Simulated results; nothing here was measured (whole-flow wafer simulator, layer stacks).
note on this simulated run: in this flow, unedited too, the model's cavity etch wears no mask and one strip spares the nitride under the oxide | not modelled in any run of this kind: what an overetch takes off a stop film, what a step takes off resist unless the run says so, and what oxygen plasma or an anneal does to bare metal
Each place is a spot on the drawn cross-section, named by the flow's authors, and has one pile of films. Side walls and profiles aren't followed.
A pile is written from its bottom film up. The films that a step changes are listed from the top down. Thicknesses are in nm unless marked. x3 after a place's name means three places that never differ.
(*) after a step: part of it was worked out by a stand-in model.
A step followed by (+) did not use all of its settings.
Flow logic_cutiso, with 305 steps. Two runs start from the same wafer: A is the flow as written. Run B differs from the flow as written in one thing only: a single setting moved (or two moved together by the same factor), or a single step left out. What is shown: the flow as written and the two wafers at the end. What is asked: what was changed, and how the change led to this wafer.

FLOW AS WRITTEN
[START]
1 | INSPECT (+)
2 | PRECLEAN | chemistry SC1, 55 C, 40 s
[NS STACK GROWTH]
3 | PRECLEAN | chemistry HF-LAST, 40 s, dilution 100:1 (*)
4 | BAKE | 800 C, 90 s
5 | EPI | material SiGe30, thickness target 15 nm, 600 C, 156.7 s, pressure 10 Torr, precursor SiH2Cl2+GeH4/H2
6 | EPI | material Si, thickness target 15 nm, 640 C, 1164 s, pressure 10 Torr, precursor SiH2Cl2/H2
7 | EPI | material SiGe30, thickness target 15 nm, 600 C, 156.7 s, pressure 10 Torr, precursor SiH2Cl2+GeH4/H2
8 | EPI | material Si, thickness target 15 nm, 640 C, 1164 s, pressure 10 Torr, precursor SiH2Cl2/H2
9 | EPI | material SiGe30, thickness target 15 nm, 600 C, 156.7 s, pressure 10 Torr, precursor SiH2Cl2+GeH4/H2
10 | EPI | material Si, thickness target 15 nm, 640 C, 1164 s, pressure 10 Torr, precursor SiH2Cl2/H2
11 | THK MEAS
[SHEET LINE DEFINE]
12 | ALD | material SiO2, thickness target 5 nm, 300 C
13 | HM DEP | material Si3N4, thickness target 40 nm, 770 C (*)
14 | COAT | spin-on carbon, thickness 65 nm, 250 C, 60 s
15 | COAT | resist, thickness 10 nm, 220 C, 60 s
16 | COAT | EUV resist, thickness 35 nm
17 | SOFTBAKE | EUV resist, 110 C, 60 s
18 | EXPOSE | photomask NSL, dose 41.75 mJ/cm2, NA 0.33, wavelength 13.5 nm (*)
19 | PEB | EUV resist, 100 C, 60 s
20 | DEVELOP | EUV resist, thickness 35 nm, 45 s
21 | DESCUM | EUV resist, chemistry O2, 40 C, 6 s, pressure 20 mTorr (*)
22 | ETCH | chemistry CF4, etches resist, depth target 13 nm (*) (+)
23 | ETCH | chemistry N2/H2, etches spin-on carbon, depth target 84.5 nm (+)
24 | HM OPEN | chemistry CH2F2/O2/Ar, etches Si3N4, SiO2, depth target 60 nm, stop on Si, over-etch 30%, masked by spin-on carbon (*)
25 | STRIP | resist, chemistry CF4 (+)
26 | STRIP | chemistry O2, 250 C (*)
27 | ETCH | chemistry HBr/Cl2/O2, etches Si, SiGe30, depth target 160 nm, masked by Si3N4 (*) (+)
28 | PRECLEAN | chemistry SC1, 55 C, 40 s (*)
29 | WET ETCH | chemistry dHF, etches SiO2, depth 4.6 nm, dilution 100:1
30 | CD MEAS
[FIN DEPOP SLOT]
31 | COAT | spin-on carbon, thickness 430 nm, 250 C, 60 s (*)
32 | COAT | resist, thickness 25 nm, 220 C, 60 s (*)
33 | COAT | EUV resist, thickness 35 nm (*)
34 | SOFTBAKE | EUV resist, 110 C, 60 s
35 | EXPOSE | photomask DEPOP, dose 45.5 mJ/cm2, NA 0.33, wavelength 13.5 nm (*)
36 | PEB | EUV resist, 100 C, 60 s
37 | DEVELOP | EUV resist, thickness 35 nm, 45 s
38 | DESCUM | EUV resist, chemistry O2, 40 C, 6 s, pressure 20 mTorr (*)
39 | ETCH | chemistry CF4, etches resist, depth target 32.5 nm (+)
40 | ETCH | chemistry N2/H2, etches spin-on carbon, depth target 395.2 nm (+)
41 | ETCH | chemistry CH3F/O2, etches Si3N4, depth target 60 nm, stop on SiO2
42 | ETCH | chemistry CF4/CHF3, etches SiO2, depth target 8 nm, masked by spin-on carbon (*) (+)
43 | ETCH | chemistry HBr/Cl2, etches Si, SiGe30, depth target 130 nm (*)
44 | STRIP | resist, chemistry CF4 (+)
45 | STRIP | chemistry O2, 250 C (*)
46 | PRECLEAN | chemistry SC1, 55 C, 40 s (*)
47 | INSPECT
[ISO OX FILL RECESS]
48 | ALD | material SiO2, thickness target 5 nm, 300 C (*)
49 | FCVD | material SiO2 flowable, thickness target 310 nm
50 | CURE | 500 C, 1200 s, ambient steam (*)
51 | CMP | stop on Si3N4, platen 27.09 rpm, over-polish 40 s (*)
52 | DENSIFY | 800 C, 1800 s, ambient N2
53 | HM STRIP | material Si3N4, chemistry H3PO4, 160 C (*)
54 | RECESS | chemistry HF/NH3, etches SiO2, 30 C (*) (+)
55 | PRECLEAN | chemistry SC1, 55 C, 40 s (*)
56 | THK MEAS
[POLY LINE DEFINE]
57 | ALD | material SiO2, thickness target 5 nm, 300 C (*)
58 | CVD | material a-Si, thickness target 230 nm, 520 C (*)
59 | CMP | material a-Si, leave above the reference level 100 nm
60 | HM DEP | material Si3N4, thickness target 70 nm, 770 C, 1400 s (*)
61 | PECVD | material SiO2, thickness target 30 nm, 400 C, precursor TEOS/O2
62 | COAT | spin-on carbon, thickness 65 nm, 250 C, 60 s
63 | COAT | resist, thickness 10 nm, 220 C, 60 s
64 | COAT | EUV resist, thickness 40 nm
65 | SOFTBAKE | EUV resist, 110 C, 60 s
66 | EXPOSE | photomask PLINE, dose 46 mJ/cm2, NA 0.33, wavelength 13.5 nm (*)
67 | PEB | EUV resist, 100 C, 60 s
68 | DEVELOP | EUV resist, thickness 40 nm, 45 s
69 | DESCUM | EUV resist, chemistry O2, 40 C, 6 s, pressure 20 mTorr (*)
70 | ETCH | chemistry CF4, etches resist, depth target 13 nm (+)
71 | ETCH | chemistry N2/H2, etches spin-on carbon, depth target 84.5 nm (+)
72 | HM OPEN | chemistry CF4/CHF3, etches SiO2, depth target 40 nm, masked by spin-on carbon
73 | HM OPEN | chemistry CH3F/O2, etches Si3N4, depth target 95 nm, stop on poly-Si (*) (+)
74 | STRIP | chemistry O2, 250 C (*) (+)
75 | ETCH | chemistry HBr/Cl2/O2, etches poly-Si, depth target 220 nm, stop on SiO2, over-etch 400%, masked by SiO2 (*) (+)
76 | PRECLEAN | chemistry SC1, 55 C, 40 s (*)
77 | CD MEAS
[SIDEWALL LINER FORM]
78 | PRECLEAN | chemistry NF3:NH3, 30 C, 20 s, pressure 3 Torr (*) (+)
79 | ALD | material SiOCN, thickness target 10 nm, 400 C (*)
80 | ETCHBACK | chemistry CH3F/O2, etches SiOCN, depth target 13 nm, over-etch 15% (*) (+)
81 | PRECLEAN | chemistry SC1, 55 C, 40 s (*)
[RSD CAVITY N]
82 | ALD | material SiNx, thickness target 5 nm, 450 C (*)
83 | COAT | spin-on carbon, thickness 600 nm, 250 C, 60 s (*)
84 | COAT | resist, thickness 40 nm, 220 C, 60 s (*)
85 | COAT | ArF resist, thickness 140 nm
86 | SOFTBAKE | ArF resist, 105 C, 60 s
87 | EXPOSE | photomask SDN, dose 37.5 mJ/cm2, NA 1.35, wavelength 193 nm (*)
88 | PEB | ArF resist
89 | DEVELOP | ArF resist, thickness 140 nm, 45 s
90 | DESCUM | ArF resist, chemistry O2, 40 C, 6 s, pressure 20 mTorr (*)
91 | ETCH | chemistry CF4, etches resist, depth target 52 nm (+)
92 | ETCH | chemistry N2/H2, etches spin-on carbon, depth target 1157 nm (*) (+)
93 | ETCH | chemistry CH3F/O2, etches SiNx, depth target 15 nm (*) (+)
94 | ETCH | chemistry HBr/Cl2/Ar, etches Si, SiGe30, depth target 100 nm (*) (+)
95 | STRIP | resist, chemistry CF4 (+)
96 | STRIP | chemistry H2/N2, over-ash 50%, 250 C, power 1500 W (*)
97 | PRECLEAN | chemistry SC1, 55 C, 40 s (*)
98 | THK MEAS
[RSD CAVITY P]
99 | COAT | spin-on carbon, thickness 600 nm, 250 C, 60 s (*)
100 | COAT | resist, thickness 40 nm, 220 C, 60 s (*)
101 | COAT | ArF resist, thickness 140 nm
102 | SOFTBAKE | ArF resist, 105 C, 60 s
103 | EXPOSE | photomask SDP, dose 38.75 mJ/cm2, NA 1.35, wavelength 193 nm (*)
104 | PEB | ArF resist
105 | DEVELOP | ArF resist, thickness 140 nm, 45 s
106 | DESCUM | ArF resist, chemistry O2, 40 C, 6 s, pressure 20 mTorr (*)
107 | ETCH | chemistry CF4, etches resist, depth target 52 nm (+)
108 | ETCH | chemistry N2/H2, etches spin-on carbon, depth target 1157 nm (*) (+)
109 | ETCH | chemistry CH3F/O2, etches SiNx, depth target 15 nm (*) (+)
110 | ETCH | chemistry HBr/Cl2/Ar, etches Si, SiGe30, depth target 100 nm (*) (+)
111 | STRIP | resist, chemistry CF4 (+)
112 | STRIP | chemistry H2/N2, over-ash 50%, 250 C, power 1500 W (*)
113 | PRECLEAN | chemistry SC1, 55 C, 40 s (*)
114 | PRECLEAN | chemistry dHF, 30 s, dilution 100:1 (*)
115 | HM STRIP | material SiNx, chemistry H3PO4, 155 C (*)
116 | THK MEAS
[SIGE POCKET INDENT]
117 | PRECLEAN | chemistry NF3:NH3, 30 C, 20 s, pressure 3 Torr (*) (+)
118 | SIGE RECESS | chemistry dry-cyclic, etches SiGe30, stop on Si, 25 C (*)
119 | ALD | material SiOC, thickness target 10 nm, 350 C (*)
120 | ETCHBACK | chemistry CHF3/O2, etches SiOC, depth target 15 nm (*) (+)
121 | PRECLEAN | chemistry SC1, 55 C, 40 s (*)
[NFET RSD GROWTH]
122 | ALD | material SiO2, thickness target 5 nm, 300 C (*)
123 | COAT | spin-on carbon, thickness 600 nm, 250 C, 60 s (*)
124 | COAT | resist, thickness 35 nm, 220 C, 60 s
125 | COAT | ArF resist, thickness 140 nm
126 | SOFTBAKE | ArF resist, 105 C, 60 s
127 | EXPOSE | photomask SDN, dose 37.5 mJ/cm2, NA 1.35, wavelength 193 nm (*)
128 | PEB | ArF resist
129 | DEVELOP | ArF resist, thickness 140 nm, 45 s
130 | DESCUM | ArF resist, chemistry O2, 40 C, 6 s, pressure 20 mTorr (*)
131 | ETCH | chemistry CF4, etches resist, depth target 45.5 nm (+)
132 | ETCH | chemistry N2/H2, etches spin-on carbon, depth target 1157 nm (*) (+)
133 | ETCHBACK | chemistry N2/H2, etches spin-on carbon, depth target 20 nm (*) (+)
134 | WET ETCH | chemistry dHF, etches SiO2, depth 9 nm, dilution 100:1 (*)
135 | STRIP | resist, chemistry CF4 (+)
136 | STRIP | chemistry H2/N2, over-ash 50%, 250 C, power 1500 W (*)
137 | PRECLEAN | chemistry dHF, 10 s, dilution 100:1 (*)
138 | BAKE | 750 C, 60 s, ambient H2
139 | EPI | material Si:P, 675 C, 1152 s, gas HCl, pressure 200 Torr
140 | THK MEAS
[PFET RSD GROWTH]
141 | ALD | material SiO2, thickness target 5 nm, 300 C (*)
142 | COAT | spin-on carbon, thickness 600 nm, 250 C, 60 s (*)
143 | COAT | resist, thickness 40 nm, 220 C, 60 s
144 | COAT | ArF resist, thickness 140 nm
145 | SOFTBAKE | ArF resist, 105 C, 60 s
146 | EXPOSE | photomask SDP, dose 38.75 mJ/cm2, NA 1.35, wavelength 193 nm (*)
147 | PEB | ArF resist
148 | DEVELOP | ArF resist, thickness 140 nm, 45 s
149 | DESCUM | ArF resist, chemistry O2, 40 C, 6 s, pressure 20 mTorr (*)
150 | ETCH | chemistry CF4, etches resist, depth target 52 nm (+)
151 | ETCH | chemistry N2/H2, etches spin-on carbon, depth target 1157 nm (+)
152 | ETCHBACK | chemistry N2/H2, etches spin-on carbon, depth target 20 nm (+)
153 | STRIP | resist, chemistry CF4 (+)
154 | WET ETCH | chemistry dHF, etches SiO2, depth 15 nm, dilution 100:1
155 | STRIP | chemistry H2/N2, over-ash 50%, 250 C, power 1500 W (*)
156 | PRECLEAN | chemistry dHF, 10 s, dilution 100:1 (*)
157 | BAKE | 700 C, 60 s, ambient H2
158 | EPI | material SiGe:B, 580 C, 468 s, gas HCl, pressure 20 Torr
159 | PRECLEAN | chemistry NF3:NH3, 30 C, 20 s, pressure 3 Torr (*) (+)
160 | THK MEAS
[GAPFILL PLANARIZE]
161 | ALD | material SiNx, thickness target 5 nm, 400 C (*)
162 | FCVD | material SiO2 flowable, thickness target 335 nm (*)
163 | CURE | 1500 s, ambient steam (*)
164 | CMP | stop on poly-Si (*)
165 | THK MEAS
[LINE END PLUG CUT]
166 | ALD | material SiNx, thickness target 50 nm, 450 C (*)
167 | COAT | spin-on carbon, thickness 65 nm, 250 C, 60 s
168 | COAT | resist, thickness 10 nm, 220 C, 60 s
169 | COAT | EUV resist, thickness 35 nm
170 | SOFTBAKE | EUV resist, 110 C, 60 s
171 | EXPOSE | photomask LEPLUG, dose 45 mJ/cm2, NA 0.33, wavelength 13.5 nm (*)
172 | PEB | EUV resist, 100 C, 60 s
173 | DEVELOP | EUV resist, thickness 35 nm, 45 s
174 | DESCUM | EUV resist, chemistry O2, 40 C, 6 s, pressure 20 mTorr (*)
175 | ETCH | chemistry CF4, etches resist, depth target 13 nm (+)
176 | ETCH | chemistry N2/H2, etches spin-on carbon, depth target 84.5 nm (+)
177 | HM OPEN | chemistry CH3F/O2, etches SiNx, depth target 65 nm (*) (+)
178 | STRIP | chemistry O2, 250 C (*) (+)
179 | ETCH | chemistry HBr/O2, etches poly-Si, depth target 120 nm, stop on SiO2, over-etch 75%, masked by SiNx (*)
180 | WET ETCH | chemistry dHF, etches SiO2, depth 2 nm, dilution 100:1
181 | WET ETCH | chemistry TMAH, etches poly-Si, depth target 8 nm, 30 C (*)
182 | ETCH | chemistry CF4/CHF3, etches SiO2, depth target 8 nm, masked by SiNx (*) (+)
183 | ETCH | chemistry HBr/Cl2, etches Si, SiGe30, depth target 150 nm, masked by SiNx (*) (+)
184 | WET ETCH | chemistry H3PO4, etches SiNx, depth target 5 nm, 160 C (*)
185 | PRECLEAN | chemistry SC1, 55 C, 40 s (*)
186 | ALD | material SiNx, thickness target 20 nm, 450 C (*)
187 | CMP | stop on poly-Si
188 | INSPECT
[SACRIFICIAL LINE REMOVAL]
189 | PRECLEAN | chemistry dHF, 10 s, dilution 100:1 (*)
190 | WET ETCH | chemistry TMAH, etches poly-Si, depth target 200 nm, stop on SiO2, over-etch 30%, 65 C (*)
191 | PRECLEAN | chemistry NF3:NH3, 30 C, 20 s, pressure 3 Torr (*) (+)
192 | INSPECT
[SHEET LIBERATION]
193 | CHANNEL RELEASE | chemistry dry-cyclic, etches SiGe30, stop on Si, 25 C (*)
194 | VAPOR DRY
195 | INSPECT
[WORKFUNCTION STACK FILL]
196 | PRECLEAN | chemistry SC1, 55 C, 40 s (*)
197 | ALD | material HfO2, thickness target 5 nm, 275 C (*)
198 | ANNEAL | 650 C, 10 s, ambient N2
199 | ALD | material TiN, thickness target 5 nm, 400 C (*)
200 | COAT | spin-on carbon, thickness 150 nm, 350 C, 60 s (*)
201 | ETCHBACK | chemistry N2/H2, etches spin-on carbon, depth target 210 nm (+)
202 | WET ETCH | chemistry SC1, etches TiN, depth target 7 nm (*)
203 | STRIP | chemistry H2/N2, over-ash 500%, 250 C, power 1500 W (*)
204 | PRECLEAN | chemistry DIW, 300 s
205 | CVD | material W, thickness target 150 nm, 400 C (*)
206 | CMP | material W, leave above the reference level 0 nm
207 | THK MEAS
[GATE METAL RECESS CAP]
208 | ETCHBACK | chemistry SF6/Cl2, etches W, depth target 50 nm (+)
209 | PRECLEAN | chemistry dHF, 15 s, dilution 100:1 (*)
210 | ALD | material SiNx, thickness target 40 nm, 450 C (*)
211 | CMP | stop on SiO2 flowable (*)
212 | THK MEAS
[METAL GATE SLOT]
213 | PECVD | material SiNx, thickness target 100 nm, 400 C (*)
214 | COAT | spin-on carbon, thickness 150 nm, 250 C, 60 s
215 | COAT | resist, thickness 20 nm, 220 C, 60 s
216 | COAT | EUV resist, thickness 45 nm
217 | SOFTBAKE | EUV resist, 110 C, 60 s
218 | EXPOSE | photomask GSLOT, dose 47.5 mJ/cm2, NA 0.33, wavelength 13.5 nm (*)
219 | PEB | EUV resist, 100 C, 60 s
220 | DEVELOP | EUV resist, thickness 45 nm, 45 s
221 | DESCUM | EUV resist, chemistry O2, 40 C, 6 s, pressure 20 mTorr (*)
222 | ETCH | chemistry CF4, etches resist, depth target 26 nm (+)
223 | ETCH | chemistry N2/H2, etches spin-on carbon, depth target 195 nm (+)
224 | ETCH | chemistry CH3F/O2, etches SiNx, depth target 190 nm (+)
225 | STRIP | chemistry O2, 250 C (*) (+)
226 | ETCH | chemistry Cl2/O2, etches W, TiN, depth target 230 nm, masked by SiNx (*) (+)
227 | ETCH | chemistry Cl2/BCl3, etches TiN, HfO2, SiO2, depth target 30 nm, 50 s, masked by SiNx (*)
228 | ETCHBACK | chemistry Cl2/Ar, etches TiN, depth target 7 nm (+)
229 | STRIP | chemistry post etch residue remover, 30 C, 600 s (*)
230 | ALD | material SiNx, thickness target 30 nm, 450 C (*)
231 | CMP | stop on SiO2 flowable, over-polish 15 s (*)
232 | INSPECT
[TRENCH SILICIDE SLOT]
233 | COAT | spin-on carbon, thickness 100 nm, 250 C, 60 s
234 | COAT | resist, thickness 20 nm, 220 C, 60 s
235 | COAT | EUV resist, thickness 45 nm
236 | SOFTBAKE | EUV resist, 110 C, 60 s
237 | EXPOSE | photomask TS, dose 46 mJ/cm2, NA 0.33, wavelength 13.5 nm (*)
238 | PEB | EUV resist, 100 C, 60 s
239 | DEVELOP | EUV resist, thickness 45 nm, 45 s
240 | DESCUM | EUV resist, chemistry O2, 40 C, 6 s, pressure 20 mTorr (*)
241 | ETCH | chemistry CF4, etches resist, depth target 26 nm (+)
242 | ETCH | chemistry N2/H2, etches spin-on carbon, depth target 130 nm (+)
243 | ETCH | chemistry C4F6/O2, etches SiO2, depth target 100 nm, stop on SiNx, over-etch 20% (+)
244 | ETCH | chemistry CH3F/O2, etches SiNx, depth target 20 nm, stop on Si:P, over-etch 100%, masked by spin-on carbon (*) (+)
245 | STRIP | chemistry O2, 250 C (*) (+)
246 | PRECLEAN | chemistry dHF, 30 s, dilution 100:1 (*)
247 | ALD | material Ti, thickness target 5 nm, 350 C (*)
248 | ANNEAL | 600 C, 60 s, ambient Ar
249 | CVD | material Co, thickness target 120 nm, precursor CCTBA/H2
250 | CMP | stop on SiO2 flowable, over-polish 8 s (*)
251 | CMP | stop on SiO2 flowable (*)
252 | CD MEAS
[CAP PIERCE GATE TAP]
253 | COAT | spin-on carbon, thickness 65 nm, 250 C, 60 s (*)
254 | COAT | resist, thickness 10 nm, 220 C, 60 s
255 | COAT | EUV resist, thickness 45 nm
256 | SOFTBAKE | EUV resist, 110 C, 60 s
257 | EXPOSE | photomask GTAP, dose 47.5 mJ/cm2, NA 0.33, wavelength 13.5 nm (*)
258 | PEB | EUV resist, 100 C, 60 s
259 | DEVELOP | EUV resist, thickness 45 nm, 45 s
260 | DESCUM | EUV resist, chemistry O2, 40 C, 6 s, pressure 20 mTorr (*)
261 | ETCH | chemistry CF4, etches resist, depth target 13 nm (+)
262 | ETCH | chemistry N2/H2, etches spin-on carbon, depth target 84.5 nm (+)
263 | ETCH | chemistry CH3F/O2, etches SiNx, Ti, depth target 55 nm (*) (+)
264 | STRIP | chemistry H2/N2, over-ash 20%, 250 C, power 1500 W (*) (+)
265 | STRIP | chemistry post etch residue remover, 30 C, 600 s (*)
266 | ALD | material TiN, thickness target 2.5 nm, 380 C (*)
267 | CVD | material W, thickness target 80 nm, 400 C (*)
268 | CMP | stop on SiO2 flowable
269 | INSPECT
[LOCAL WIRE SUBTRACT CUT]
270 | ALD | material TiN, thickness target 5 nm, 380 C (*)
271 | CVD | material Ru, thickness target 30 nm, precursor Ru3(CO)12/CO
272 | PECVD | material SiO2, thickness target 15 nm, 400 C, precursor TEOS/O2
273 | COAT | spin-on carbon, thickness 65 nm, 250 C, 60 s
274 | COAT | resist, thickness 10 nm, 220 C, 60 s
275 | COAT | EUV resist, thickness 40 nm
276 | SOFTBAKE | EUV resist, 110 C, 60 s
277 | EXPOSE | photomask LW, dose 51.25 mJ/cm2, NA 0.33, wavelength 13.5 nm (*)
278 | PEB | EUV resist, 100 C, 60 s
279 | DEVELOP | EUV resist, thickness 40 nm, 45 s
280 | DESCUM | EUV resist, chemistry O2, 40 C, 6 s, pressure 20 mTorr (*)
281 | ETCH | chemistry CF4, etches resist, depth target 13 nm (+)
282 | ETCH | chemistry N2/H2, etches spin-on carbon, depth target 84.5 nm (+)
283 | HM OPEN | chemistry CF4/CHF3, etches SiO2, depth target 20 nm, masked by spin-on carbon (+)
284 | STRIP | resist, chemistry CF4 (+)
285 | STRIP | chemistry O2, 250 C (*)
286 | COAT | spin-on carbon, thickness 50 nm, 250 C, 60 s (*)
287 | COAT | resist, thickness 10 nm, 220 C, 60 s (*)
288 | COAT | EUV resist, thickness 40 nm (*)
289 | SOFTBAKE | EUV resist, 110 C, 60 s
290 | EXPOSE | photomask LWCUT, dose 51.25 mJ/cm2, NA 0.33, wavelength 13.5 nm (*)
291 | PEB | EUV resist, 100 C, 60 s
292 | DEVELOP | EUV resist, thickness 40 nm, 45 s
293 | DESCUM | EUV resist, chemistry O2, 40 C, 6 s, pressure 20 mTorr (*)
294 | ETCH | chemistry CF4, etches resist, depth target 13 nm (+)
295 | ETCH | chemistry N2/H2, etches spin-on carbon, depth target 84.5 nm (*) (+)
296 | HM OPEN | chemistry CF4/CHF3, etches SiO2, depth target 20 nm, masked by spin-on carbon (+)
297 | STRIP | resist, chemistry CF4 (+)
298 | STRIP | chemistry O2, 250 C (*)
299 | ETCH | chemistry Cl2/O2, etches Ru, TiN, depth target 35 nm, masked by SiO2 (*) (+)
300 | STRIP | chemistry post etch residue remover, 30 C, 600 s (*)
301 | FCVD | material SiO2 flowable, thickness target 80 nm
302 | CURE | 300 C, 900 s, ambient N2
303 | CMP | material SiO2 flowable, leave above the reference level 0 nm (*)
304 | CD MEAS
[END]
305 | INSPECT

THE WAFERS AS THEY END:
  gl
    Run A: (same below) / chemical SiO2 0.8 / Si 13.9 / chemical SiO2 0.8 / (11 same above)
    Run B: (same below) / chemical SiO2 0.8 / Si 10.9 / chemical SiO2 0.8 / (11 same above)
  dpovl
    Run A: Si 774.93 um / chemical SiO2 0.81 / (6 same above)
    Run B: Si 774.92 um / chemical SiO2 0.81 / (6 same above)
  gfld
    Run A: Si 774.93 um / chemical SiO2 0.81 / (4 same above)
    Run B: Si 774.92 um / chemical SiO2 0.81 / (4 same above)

What caused this: step 8, EPI: thickness target 12 nm was run, while the flow as written has thickness target 15 nm; step 8, EPI: 931.5 s was run, where the flow has 1164 s.

The path from the change to this, step by step:
  8 | EPI | material Si, thickness target 15 nm, 640 C, 1164 s, pressure 10 Torr, precursor SiH2Cl2/H2
      depop, dpovl, gfld and 19 more: A Si gains 15 (new film) | B Si gains 12 (new film)
  27 | ETCH | chemistry HBr/Cl2/O2, etches Si, SiGe30, depth target 160 nm, masked by Si3N4 (*) (+)
      gfld, gxf, iso, lnri: A chemical SiO2 loses 0.79 (all of it), Si loses 11.4 (all of it), SiGe30 loses 15 (all of it), Si loses 15 (all of it), SiGe30 loses 15 (all of it), Si loses 15 (all of it), SiGe30 loses 15 (all of it), Si loses 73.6 | B chemical SiO2 loses 0.79 (all of it), Si loses 11.4 (all of it), SiGe30 loses 15 (all of it), Si loses 12 (all of it), SiGe30 loses 15 (all of it), Si loses 15 (all of it), SiGe30 loses 15 (all of it), Si loses 76.6
      dpovl, nsgap: A chemical SiO2 loses 0.79 (all of it), Si loses 11.8 (all of it), SiGe30 loses 15 (all of it), Si loses 15 (all of it), SiGe30 loses 15 (all of it), Si loses 15 (all of it), SiGe30 loses 15 (all of it), Si loses 73.2 | B chemical SiO2 loses 0.79 (all of it), Si loses 11.8 (all of it), SiGe30 loses 15 (all of it), Si loses 12 (all of it), SiGe30 loses 15 (all of it), Si loses 15 (all of it), SiGe30 loses 15 (all of it), Si loses 76.2
      (also at 1 further place)
  43 | ETCH | chemistry HBr/Cl2, etches Si, SiGe30, depth target 130 nm (*)
      depop: A Si loses 14 (all of it), SiGe30 loses 15 (all of it), Si loses 15 (all of it), SiGe30 loses 15 (all of it), Si loses 15 (all of it), SiGe30 loses 15 (all of it), Si loses 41 | B Si loses 14 (all of it), SiGe30 loses 15 (all of it), Si loses 12 (all of it), SiGe30 loses 15 (all of it), Si loses 15 (all of it), SiGe30 loses 15 (all of it), Si loses 44
  94 | ETCH | chemistry HBr/Cl2/Ar, etches Si, SiGe30, depth target 100 nm (*) (+)
      rsdn, rsdx: A chemical SiO2 loses 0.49 (all of it), Si loses 12.8 (all of it), SiGe30 loses 15 (all of it), Si loses 15 (all of it), SiGe30 loses 15 (all of it), Si loses 15 (all of it), SiGe30 loses 15 (all of it), Si loses 12.2 | B chemical SiO2 loses 0.49 (all of it), Si loses 12.8 (all of it), SiGe30 loses 15 (all of it), Si loses 12 (all of it), SiGe30 loses 15 (all of it), Si loses 15 (all of it), SiGe30 loses 15 (all of it), Si loses 15.2
  110 | ETCH | chemistry HBr/Cl2/Ar, etches Si, SiGe30, depth target 100 nm (*) (+)
      rsdp, rsdw: A chemical SiO2 loses 0.49 (all of it), Si loses 12.8 (all of it), SiGe30 loses 15 (all of it), Si loses 15 (all of it), SiGe30 loses 15 (all of it), Si loses 15 (all of it), SiGe30 loses 15 (all of it), Si loses 12.2 | B chemical SiO2 loses 0.49 (all of it), Si loses 12.8 (all of it), SiGe30 loses 15 (all of it), Si loses 12 (all of it), SiGe30 loses 15 (all of it), Si loses 15 (all of it), SiGe30 loses 15 (all of it), Si loses 15.2
  183 | ETCH | chemistry HBr/Cl2, etches Si, SiGe30, depth target 150 nm, masked by SiNx (*) (+)
      plug: A Si loses 13.6 (all of it), SiGe30 loses 15 (all of it), Si loses 15 (all of it), SiGe30 loses 15 (all of it), Si loses 15 (all of it), SiGe30 loses 15 (all of it), Si loses 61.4 | B Si loses 13.6 (all of it), SiGe30 loses 15 (all of it), Si loses 12 (all of it), SiGe30 loses 15 (all of it), Si loses 15 (all of it), SiGe30 loses 15 (all of it), Si loses 64.4
